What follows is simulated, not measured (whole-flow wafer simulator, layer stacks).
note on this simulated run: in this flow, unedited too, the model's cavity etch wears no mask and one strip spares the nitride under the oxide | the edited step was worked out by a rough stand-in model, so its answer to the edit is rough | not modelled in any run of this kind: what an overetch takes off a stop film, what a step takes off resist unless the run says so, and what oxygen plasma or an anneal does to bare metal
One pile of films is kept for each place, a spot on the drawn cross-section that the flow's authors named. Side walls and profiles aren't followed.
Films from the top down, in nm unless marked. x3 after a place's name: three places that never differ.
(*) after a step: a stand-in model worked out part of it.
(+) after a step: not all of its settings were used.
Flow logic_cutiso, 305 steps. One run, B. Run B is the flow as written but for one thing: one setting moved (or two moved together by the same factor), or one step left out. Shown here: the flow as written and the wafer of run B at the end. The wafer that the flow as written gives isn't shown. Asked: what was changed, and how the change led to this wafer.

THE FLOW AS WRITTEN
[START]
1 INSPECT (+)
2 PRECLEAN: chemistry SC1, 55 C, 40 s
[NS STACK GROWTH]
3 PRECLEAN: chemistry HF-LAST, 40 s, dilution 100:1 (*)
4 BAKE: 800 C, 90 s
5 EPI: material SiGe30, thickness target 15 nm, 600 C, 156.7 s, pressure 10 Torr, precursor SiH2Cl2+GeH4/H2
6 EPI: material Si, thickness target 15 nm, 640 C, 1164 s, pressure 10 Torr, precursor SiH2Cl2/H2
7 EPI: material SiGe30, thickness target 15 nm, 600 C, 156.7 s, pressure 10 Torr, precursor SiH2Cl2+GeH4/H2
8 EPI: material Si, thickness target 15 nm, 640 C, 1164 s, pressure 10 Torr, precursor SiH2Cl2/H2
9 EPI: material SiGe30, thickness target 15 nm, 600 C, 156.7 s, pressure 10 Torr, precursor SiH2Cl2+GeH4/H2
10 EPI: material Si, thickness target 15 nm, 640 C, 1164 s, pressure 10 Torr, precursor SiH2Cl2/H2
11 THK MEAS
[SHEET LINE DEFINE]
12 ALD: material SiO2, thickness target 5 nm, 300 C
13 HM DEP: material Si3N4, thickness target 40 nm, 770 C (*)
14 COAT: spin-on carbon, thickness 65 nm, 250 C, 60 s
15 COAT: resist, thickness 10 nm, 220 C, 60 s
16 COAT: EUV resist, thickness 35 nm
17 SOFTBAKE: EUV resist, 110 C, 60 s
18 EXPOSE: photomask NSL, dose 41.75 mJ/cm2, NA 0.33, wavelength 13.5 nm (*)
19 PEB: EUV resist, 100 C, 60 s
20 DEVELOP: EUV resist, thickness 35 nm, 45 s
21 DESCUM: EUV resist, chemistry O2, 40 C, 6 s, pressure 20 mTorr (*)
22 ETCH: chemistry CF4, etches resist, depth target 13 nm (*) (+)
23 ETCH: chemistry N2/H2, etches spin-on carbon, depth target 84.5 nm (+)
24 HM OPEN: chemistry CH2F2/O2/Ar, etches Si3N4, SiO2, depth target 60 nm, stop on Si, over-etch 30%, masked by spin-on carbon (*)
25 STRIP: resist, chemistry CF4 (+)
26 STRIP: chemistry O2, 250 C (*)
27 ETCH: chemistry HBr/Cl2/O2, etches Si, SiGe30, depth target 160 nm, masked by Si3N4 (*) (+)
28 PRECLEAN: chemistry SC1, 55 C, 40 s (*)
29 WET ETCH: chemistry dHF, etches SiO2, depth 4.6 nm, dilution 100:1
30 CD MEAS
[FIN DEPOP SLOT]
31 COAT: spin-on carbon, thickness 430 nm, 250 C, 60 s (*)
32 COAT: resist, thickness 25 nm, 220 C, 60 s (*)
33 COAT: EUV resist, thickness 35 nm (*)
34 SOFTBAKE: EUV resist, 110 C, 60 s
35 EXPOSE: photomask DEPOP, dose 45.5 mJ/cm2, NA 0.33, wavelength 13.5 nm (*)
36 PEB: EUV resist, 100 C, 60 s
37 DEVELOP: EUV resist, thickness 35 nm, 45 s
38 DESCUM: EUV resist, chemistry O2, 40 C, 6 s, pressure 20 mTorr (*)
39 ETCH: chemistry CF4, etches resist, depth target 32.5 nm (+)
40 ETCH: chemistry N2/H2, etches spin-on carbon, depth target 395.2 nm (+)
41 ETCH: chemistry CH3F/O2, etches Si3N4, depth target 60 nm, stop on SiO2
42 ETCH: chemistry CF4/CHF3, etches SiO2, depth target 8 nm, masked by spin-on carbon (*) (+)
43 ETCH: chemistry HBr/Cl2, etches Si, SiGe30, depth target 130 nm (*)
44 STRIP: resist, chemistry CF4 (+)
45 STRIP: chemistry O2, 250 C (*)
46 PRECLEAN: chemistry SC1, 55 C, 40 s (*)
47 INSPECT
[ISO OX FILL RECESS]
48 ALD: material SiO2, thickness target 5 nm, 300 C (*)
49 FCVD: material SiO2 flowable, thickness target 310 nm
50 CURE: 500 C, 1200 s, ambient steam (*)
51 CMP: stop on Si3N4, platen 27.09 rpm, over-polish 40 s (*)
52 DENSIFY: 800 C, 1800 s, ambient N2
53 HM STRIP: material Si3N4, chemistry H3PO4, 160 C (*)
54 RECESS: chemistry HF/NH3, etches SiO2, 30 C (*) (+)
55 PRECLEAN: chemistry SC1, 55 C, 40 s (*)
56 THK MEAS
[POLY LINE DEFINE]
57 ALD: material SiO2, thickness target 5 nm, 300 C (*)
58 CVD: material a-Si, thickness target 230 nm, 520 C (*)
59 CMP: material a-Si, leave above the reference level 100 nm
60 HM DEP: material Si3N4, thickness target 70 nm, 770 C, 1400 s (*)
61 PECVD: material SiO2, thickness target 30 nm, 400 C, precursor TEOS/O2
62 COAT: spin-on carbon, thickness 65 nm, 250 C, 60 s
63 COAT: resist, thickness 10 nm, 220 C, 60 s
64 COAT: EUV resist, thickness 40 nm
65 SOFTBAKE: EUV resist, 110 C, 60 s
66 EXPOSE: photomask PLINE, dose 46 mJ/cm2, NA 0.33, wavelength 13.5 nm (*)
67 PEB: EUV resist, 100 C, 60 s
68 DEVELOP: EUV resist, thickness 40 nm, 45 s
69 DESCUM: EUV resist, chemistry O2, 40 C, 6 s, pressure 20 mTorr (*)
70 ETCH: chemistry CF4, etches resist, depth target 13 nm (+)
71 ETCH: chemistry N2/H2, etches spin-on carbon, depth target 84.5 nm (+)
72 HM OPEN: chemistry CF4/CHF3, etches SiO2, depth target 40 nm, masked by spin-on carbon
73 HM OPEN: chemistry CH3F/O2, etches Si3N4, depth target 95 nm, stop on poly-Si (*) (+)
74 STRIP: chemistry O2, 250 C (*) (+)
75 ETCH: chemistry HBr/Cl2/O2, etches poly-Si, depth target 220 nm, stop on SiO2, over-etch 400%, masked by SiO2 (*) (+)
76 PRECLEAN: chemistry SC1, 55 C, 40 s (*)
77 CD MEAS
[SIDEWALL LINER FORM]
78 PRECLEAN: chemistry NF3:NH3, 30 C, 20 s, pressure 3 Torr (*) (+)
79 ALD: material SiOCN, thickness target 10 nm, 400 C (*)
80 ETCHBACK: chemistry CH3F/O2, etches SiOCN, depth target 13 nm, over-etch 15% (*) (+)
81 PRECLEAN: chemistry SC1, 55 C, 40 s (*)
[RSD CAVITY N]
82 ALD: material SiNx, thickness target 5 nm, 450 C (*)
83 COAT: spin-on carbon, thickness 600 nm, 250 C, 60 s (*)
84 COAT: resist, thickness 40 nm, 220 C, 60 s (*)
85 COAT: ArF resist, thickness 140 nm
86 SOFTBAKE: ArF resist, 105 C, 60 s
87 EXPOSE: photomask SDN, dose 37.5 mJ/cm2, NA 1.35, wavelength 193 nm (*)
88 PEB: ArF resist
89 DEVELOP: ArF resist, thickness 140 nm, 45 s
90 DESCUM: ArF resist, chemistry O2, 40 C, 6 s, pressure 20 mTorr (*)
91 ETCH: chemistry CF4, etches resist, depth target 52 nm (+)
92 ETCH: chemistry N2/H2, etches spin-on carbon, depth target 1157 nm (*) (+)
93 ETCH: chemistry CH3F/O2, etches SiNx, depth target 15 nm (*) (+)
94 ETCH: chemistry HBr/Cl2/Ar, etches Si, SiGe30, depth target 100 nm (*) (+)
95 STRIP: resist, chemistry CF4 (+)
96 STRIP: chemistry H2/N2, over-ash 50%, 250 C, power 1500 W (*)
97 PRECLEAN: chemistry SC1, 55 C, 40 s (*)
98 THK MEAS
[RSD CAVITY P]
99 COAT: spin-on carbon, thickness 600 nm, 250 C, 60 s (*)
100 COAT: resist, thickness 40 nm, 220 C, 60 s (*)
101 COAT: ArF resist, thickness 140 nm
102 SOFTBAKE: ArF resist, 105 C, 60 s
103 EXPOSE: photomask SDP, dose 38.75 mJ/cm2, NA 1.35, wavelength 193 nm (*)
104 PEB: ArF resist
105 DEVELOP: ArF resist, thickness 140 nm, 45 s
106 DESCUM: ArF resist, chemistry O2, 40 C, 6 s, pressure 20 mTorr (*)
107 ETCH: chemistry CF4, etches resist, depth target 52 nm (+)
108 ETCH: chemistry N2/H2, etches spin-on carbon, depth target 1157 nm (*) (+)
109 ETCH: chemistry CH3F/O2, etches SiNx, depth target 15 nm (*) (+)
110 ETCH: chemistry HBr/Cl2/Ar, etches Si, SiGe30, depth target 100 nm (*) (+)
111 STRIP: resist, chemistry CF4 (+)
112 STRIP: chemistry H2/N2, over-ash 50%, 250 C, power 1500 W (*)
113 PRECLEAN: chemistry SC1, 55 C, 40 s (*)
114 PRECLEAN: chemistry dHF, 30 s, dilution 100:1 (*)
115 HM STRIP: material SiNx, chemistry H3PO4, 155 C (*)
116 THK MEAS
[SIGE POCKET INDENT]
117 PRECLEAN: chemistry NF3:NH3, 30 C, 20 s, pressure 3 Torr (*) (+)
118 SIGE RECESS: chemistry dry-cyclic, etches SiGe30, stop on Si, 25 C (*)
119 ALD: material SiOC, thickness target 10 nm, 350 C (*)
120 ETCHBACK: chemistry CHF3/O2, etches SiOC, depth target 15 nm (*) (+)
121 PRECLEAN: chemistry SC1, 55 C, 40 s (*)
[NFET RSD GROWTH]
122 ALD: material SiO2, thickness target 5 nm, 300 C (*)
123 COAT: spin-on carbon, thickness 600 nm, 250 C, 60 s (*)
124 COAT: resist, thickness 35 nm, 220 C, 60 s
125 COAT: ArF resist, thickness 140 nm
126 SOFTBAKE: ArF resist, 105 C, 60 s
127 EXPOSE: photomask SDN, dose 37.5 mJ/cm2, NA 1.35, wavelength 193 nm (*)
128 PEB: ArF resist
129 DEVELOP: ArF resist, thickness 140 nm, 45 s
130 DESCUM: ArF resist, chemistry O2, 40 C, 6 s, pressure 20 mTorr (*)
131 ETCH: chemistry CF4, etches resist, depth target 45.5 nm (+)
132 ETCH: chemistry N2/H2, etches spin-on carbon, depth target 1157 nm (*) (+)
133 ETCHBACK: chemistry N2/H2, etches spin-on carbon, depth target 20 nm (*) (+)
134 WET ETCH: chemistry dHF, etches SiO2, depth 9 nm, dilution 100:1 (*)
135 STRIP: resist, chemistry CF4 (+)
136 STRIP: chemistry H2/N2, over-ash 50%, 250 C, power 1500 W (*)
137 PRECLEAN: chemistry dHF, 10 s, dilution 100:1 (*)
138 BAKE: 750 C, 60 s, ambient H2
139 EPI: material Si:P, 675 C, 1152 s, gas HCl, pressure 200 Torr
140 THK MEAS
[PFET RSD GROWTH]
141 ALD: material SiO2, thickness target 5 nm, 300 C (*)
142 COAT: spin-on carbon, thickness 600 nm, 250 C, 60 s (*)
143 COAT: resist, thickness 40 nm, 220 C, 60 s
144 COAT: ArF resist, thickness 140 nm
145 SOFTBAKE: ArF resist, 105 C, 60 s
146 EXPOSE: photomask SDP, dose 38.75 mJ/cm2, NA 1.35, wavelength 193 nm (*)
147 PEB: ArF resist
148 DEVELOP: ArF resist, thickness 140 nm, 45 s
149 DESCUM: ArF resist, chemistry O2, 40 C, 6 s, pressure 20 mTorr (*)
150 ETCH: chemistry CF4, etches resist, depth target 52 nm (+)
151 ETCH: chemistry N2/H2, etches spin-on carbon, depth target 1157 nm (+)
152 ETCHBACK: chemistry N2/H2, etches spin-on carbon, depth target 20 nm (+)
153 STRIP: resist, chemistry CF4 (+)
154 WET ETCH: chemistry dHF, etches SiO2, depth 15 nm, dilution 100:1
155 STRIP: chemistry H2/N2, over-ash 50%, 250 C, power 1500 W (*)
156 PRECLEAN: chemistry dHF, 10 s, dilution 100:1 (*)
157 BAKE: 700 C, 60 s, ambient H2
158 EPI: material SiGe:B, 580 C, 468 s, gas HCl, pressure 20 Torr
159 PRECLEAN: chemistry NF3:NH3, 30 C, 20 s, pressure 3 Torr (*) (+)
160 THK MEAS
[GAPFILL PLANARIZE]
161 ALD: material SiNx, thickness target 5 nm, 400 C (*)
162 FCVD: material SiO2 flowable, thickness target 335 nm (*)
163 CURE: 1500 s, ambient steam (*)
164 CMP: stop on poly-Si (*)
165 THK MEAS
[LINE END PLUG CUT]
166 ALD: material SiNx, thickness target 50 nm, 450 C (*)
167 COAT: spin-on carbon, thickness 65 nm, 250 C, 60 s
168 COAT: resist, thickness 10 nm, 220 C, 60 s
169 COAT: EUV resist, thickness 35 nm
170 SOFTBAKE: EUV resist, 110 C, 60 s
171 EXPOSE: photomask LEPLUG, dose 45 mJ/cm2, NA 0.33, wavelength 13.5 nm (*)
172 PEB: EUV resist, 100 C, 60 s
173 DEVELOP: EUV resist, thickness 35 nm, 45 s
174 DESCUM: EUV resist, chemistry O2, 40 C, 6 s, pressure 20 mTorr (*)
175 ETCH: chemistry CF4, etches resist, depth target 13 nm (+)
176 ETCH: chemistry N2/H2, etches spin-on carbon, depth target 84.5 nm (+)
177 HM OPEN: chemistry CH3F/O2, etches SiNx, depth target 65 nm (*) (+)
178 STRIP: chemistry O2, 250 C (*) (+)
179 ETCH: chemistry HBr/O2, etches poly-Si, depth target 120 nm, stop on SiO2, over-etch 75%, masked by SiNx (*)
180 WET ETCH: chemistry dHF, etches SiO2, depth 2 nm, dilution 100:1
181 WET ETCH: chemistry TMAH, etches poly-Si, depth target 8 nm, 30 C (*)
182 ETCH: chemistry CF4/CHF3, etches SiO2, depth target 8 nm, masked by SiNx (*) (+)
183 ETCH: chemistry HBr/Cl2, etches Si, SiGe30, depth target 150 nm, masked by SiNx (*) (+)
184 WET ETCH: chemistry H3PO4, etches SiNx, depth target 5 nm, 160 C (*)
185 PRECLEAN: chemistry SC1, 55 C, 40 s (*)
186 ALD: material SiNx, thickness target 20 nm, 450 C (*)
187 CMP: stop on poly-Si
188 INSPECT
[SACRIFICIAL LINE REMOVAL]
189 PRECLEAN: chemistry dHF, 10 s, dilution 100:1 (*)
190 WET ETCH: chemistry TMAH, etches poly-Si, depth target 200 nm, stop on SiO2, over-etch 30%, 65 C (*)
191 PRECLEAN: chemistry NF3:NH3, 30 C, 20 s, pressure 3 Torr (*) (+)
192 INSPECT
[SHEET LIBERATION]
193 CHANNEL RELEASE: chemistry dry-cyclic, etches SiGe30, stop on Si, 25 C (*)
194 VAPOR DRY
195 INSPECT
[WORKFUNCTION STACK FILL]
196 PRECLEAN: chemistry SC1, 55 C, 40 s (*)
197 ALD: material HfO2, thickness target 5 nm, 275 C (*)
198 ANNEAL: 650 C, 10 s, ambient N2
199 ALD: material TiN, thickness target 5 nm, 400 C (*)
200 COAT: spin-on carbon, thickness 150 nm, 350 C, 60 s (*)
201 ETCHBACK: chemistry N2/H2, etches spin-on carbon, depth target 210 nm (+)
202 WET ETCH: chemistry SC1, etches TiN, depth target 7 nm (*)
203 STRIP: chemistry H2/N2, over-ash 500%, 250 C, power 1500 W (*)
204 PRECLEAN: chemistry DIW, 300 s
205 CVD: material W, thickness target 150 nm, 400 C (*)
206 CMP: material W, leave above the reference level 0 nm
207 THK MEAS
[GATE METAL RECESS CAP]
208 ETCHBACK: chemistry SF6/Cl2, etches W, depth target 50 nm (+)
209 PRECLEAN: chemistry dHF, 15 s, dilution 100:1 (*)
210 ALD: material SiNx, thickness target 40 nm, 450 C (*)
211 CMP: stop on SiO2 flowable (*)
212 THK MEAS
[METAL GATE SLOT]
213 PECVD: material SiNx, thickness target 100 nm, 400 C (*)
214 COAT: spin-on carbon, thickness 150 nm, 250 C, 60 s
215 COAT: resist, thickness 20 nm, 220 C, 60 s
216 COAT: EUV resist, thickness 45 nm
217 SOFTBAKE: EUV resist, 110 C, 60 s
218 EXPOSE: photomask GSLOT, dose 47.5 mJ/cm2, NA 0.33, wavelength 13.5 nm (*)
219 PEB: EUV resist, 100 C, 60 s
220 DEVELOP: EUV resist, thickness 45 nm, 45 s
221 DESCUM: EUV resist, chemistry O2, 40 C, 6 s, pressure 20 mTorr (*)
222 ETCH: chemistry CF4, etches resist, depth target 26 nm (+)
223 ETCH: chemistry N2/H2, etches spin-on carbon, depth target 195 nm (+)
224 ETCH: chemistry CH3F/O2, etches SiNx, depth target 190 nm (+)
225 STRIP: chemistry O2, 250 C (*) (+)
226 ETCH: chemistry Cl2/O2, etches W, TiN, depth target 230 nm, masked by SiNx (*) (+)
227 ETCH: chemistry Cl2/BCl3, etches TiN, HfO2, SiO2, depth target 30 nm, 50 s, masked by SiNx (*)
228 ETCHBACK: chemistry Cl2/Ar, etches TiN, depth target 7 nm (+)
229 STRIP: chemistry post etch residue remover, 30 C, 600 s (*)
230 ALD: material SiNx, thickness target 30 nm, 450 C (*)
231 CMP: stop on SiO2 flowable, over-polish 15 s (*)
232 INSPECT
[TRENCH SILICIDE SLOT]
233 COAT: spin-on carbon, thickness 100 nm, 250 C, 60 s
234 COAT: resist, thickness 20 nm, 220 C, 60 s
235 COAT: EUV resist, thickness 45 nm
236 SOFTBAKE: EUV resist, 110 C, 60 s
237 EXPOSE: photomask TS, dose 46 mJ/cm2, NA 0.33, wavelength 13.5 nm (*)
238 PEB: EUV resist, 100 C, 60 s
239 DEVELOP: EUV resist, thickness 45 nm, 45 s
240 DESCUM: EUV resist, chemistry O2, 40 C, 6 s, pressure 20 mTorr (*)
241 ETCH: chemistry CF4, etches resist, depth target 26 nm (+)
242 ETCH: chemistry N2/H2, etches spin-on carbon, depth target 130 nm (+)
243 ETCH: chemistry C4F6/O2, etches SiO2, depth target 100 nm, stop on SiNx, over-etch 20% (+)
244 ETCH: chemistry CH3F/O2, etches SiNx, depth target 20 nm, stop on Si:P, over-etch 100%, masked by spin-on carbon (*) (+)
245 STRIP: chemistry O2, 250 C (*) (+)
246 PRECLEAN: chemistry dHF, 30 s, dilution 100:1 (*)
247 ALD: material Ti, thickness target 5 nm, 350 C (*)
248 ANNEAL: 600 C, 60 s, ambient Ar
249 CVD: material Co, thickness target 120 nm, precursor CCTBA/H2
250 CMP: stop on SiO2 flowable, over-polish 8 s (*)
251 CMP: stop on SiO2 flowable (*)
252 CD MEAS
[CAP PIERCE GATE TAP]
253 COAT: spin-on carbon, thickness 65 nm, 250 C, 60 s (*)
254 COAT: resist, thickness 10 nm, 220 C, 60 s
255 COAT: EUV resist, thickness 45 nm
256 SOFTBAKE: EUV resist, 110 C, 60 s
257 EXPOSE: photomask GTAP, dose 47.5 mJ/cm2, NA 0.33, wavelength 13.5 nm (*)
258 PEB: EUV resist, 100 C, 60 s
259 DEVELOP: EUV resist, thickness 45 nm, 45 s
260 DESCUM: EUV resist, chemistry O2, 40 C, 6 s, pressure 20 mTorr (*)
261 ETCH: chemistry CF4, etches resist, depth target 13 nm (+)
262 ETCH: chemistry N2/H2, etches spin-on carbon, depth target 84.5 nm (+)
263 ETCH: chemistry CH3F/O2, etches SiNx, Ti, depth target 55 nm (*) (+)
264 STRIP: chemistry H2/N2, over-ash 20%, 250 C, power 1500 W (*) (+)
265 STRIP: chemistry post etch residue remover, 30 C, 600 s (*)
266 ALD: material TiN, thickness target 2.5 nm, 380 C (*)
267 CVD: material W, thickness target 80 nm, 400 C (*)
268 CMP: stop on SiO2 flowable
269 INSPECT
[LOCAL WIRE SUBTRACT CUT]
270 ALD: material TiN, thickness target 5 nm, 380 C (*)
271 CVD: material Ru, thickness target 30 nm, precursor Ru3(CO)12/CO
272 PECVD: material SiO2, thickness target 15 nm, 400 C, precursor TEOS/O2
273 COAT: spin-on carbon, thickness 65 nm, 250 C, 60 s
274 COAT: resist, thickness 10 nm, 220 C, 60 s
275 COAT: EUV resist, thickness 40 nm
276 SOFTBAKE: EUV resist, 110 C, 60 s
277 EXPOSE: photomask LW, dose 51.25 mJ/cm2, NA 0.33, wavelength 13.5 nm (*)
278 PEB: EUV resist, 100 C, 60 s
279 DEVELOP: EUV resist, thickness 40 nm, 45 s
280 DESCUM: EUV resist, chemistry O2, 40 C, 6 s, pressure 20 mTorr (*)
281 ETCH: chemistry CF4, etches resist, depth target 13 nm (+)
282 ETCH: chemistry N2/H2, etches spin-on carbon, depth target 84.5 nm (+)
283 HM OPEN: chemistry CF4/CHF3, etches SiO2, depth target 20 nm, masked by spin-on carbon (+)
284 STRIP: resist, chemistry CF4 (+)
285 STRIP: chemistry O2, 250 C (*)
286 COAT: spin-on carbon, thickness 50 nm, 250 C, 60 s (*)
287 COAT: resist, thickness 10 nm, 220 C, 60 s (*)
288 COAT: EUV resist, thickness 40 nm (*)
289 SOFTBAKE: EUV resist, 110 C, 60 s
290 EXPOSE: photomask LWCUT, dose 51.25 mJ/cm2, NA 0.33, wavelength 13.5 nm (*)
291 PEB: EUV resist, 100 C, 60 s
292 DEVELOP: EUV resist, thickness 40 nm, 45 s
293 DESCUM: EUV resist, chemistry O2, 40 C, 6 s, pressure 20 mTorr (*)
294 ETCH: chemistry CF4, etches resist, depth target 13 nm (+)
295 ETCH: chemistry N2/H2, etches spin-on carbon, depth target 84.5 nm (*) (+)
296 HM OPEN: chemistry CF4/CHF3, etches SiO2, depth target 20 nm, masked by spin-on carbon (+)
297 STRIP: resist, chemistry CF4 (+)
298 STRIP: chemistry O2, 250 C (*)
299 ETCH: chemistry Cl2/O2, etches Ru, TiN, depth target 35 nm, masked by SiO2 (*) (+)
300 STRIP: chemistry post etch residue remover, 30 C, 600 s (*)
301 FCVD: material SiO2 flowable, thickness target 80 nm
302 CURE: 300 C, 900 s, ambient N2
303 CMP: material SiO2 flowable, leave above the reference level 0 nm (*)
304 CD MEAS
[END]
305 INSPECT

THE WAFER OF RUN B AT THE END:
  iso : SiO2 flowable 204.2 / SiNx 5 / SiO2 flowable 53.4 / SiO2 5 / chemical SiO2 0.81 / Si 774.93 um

The cause: step 120, ETCHBACK: depth target 13.5 nm was run, where the flow has depth target 15 nm.

How the change led to this, step by step:
  120 ETCHBACK: chemistry CHF3/O2, etches SiOC, depth target 15 nm (*) (+)
      gl, tap: SiOC -10 (all of it), SiO2 -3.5 (as written it would be: SiOC -10 (all of it), SiO2 -4.21 (all of it), Si3N4 -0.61)
      glp: SiOC -10 (all of it), SiO2 -3.5 (as written it would be: SiOC -10 (all of it), SiO2 -4.25 (all of it), Si3N4 -0.58)
      (and at 15 more places)
  122 ALD: material SiO2, thickness target 5 nm, 300 C (*)
      gl, glp, tap: SiO2 +5 (as written it would be: SiO2 +5 (new film))
      gxn: SiO2 +5 (as written it would be: SiO2 +6.76 (new film))
      (and at 1 more place)
  132 ETCH: chemistry N2/H2, etches spin-on carbon, depth target 1157 nm (*) (+)
      gl, tap: spin-on carbon -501 (all of it), SiO2 -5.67 (all of it), Si3N4 -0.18 (as written it would be: spin-on carbon -501.7 (all of it), SiO2 -5 (all of it), Si3N4 -0.5)
  141 ALD: material SiO2, thickness target 5 nm, 300 C (*)
      gxn: SiO2 +10.8 (new film) (as written it would be: SiO2 +10.1 (new film))
      gxp: SiO2 +6.31 (as written it would be: SiO2 +5)
  153 STRIP: resist, chemistry CF4 (+)
      glp: SiO2 -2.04 (all of it) (as written it would be: SiO2 -1.36 (all of it))
      gxp: SiO2 -4.04 (all of it) (as written it would be: SiO2 -3.06 (all of it))
  164 CMP: stop on poly-Si (*)
      depop, dpovl, isow, ns, nsgap: SiO2 flowable -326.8 (all of it), SiNx -5 (all of it), SiO2 -5.63 (all of it), Si3N4 -70 (all of it) (as written it would be: SiO2 flowable -326.8 (all of it), SiNx -5 (all of it), SiO2 -4.13 (all of it), Si3N4 -70 (all of it))
      gfld, gxf: SiO2 flowable -251 (all of it), SiNx -5 (all of it), SiO2 -5.63 (all of it), Si3N4 -70 (all of it) (as written it would be: SiO2 flowable -251.9 (all of it), SiNx -5 (all of it), SiO2 -4.13 (all of it), Si3N4 -70 (all of it))
      (and at 2 more places)
